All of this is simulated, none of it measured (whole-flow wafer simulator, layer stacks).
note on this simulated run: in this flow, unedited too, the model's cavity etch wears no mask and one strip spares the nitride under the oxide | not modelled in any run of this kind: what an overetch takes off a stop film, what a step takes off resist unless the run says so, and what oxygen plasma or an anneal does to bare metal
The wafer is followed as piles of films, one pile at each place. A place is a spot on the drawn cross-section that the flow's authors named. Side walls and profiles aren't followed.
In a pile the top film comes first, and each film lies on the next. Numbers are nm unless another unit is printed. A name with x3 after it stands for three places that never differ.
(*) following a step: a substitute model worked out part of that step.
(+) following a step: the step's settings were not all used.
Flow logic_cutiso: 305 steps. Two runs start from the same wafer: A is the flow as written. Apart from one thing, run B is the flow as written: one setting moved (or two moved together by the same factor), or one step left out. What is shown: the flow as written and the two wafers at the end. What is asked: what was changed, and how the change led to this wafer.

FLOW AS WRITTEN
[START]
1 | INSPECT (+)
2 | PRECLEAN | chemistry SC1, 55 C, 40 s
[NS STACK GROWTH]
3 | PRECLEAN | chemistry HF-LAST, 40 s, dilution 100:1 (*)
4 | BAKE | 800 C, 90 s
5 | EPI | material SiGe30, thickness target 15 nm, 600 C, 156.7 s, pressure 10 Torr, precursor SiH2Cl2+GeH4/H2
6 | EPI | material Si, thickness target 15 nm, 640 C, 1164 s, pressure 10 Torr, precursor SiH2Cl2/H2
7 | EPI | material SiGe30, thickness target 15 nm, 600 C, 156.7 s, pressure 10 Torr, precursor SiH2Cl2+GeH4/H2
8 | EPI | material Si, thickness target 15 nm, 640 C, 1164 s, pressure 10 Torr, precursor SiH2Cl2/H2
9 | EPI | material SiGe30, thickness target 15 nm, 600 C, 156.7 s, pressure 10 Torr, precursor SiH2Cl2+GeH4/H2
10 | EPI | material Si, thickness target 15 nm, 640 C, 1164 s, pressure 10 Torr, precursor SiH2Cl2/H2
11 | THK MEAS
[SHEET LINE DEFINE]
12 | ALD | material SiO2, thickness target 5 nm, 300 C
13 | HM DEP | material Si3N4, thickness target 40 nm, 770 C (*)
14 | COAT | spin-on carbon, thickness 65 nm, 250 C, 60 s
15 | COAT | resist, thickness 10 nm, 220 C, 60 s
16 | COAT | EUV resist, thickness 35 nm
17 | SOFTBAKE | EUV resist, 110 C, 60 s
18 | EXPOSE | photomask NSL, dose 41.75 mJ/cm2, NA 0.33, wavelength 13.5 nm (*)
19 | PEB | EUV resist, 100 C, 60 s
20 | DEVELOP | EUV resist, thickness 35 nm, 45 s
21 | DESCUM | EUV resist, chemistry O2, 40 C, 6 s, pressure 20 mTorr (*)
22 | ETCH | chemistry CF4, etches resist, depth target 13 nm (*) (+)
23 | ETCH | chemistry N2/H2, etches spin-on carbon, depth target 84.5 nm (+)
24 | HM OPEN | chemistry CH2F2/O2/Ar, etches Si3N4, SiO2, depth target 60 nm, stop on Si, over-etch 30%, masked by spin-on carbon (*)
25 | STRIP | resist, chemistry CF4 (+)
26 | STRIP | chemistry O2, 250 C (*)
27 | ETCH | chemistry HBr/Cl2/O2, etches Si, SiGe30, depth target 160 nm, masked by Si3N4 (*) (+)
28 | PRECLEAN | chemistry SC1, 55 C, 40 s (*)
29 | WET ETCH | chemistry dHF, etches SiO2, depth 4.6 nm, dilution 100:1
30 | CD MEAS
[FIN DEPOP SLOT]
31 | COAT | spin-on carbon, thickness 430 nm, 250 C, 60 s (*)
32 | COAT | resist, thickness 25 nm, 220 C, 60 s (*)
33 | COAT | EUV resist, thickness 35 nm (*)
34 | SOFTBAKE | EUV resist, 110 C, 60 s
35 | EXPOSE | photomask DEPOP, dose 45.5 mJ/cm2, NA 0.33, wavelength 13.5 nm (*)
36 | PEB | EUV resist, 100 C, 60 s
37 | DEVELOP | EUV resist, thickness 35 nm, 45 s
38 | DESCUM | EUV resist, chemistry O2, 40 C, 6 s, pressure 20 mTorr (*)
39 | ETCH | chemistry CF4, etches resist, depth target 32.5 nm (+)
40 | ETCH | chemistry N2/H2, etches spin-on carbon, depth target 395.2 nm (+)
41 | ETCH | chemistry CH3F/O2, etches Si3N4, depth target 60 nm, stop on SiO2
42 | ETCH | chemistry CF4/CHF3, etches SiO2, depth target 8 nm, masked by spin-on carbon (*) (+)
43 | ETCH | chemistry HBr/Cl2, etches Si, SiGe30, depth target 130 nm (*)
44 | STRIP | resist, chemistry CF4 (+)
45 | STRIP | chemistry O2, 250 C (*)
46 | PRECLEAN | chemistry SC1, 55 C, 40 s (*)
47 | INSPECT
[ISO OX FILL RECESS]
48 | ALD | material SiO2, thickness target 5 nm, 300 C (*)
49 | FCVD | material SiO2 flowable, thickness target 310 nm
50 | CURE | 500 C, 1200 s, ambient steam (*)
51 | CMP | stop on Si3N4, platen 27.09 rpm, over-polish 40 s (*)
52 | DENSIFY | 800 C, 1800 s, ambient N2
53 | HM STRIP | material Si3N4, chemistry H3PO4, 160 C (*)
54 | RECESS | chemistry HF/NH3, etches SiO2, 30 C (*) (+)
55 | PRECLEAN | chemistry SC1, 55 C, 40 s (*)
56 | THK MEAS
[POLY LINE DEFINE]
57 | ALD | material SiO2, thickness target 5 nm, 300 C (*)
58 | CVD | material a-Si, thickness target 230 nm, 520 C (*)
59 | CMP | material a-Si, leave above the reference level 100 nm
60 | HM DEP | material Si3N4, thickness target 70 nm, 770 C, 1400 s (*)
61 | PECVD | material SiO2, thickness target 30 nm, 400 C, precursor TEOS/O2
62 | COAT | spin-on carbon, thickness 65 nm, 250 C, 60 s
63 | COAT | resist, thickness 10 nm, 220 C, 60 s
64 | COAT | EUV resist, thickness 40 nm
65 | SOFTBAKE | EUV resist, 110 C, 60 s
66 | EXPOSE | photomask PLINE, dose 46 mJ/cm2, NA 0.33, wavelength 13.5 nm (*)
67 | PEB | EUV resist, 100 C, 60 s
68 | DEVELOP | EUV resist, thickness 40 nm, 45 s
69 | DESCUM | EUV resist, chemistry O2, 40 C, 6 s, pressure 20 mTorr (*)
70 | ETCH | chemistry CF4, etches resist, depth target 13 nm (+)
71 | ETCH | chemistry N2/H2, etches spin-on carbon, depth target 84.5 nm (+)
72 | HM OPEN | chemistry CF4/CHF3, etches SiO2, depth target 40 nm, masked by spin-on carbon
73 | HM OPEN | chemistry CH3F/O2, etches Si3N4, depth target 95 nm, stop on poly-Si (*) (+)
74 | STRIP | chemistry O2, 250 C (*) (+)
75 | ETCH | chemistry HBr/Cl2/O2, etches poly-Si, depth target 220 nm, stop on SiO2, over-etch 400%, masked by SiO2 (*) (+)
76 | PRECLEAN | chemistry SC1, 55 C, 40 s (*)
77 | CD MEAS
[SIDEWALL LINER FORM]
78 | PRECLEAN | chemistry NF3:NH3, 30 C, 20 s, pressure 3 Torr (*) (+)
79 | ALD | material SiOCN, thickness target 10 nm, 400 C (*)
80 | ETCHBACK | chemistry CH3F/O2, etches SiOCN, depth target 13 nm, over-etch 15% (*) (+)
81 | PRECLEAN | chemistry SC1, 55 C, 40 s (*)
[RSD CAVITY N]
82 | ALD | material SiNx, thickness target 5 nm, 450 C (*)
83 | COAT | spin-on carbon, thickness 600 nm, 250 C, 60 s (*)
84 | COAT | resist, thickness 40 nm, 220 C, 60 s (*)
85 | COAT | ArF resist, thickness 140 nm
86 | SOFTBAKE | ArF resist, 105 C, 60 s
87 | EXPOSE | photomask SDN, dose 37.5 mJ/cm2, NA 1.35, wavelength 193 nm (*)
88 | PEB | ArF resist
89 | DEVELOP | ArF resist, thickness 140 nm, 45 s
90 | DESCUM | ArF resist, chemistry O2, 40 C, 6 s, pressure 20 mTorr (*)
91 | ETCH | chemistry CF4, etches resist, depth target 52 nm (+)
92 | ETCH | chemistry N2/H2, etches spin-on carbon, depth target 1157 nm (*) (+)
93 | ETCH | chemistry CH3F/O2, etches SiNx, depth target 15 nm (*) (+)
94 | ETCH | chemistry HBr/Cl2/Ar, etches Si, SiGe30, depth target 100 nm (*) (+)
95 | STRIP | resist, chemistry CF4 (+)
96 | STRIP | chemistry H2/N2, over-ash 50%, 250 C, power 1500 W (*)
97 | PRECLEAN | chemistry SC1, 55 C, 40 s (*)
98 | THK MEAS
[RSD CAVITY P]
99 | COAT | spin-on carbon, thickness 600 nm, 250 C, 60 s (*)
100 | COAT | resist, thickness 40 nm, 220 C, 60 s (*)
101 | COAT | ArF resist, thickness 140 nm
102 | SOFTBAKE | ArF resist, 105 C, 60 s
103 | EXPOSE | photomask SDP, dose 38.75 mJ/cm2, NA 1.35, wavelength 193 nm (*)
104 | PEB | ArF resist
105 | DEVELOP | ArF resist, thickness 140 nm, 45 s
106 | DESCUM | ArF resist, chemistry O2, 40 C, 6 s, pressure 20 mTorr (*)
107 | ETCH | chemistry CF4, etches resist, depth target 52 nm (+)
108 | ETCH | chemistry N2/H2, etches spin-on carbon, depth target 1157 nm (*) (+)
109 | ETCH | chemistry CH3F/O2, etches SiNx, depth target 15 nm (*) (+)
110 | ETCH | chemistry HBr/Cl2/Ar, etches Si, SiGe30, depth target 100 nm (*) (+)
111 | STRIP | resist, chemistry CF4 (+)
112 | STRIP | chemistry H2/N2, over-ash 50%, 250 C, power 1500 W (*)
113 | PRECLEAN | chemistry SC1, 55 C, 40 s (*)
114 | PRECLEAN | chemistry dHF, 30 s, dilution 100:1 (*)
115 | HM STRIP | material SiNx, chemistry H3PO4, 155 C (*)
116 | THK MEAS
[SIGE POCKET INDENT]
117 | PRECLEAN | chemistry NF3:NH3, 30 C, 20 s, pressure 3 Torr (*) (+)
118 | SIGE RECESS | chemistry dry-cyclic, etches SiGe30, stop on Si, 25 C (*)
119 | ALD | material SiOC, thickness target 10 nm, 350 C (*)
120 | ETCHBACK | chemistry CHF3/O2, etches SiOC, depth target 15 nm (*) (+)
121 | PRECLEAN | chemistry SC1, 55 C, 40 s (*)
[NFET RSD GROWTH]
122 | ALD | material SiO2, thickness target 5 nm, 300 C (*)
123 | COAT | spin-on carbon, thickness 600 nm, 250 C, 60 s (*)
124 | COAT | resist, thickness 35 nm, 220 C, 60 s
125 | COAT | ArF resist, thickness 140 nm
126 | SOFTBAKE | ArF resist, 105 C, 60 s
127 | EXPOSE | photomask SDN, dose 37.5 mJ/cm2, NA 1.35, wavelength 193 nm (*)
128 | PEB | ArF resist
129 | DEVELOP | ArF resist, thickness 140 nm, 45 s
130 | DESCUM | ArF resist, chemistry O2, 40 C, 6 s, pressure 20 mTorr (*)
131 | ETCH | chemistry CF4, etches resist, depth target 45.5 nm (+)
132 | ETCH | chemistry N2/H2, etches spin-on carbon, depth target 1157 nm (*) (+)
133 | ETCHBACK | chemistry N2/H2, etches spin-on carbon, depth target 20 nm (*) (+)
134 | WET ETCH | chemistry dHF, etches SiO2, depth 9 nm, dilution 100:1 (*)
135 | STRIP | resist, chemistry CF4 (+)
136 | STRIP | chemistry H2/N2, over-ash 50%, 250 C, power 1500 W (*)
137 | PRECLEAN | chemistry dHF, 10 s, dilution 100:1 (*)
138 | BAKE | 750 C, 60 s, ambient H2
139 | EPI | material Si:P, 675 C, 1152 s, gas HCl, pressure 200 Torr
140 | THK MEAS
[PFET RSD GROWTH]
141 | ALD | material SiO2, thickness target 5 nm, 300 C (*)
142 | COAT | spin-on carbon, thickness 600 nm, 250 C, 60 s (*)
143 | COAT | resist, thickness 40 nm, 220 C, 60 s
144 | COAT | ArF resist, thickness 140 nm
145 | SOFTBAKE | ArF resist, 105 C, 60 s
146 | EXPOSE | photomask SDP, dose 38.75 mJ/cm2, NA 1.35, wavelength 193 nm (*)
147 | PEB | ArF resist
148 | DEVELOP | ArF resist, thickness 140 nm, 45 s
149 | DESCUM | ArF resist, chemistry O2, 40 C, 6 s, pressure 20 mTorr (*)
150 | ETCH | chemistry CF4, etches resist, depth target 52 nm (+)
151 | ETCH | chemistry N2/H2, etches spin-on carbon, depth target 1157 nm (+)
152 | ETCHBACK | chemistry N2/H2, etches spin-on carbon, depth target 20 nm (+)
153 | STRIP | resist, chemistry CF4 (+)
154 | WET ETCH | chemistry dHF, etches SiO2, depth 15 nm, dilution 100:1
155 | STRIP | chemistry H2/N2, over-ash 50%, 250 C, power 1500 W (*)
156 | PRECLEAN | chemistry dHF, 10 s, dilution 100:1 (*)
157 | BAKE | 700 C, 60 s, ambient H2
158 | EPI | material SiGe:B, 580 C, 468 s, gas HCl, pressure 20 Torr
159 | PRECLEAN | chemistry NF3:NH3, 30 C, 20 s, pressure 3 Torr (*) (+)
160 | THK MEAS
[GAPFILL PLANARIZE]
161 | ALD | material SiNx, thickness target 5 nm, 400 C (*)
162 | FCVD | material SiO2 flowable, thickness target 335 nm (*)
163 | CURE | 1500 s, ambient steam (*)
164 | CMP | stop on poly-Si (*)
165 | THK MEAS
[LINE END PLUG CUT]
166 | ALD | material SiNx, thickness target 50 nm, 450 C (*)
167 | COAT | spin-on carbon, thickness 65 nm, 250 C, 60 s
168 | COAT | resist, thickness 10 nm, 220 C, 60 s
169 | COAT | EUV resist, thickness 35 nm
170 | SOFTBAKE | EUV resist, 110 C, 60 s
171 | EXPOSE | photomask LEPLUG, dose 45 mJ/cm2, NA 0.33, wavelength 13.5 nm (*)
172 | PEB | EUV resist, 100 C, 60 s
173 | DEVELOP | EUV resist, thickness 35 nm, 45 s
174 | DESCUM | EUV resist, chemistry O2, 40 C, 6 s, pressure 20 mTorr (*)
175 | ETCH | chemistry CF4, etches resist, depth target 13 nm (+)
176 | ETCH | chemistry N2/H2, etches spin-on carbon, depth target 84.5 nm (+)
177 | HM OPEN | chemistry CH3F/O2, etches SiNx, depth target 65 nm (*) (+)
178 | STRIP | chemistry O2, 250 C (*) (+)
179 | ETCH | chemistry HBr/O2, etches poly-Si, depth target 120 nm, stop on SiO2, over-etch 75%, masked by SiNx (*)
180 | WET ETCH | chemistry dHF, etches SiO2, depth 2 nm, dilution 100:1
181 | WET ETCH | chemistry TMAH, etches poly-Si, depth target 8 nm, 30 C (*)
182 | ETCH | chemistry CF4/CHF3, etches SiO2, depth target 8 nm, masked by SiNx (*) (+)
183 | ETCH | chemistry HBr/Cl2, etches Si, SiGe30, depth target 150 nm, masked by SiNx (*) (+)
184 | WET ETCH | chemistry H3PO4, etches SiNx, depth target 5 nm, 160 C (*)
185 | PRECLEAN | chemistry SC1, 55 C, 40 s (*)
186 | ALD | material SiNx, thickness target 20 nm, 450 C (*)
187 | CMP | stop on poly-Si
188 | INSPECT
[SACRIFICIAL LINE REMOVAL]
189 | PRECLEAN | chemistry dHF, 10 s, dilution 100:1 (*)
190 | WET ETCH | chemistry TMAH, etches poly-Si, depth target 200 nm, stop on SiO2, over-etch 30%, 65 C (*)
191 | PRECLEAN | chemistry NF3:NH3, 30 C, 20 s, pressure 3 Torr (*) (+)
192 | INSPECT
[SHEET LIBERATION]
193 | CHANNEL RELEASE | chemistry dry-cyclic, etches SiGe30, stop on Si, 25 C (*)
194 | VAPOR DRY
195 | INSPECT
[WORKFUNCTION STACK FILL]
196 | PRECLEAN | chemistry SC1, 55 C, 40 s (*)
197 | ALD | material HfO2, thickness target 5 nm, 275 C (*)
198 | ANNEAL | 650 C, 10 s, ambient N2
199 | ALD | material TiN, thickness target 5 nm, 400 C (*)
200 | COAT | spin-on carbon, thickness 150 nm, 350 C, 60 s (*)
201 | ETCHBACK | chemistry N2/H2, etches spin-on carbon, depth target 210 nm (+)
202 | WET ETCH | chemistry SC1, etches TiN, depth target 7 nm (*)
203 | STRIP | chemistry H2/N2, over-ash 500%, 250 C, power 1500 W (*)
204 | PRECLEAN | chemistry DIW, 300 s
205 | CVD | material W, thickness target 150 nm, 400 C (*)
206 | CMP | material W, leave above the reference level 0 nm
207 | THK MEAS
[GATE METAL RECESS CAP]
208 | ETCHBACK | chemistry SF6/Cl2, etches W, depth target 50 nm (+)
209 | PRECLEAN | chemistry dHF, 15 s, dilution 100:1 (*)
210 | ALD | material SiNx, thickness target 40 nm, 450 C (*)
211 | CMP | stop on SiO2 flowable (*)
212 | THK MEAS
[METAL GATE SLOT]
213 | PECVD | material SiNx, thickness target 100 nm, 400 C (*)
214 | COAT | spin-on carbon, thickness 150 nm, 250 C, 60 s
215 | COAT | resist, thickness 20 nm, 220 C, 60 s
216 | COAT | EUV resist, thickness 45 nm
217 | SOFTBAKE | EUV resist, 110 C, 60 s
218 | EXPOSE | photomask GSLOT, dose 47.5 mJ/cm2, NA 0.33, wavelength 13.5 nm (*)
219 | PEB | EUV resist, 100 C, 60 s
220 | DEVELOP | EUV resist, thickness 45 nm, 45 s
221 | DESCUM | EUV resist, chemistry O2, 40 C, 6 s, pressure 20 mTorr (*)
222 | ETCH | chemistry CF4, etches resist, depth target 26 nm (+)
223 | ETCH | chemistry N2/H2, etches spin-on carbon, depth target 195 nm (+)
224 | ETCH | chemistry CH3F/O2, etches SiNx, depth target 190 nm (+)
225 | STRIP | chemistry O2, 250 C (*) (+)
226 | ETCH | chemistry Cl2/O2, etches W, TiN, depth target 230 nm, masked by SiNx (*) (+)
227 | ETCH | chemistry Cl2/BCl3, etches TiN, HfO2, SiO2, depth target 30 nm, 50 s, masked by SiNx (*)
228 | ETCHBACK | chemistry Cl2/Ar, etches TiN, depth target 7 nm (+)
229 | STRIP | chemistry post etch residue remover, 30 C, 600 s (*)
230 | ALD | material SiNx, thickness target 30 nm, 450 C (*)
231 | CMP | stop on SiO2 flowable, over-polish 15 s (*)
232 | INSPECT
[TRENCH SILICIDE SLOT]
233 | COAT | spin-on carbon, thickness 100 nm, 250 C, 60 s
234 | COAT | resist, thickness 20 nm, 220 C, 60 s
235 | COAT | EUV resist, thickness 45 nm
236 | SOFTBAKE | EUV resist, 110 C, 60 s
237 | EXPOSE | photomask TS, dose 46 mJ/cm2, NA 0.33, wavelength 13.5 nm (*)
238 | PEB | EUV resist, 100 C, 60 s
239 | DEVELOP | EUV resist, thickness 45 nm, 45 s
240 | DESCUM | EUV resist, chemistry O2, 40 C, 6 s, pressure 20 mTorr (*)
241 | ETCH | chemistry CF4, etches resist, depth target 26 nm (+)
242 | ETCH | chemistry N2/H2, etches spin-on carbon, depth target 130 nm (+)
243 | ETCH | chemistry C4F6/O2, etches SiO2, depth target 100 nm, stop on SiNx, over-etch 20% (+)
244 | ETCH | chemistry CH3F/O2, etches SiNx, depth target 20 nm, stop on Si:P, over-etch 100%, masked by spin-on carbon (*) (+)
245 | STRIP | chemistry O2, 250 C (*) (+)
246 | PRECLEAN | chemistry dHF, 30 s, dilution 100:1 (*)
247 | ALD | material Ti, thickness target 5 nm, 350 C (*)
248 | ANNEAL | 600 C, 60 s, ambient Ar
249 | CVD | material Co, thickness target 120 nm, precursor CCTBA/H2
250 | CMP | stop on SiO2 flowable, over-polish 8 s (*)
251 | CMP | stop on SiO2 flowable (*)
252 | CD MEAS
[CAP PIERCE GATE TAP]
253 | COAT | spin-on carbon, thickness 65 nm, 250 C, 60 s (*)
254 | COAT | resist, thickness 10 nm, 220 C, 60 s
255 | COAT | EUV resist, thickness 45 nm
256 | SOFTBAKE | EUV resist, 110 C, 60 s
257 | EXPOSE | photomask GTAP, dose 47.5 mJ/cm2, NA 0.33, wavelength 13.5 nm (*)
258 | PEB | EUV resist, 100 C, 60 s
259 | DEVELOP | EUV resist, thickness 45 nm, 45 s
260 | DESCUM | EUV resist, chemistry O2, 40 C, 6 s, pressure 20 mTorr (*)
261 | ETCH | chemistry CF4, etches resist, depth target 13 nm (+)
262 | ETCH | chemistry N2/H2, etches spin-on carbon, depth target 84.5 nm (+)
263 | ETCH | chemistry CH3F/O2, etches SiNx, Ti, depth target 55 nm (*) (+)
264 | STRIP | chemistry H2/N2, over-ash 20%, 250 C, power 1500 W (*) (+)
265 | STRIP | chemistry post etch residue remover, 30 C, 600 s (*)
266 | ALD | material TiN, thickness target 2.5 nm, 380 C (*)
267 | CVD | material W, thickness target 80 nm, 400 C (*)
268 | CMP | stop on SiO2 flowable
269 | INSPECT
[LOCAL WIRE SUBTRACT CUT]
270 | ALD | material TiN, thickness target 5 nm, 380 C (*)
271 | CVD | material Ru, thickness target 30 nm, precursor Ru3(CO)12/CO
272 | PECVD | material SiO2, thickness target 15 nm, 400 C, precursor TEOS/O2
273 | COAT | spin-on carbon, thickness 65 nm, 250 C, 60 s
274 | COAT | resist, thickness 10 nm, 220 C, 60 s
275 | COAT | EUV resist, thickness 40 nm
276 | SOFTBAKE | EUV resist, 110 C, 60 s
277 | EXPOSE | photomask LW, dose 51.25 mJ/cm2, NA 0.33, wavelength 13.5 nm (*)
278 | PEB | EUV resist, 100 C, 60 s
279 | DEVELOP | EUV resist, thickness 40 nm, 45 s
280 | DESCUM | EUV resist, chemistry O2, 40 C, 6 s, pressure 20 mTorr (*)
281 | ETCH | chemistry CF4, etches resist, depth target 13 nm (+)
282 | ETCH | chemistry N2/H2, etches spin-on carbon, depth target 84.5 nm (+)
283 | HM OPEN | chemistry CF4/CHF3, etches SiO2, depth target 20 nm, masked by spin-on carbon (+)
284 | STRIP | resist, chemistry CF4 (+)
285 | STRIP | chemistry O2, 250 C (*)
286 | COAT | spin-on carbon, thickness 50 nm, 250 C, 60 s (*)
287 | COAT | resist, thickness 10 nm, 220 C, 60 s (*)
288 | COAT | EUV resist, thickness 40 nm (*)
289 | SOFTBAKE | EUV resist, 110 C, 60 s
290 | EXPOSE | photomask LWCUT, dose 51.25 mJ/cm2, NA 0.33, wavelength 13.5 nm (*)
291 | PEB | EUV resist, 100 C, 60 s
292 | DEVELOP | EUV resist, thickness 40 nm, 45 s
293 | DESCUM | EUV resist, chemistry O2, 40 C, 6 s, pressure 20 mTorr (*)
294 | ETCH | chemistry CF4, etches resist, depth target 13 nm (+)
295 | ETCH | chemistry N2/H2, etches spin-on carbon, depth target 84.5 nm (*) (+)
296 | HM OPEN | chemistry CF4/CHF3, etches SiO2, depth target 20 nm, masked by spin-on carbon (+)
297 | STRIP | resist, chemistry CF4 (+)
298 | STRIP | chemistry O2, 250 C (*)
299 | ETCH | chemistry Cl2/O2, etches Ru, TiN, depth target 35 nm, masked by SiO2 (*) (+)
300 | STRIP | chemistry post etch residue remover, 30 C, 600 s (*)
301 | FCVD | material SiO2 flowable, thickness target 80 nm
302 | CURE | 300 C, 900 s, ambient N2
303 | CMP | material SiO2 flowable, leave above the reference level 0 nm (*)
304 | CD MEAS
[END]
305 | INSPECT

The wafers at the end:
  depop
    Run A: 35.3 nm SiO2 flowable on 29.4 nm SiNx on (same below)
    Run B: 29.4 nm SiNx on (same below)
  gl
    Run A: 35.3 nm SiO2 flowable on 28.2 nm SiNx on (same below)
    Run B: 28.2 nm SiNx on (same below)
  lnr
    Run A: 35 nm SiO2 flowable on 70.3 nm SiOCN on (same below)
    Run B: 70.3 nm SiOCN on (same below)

The reason: step 301, FCVD: material SiO2 flowable, thickness target 80 nm, was omitted.

How this came from the change, step by step:
  303 | CMP | material SiO2 flowable, leave above the reference level 0 nm (*)
      gfld, gl, glp and 10 more: A -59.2 SiO2 flowable | B nothing
      depop, dpovl, isow, ns, nsgap: A -44.7 SiO2 flowable | B nothing
      (and at 4 other places as well)
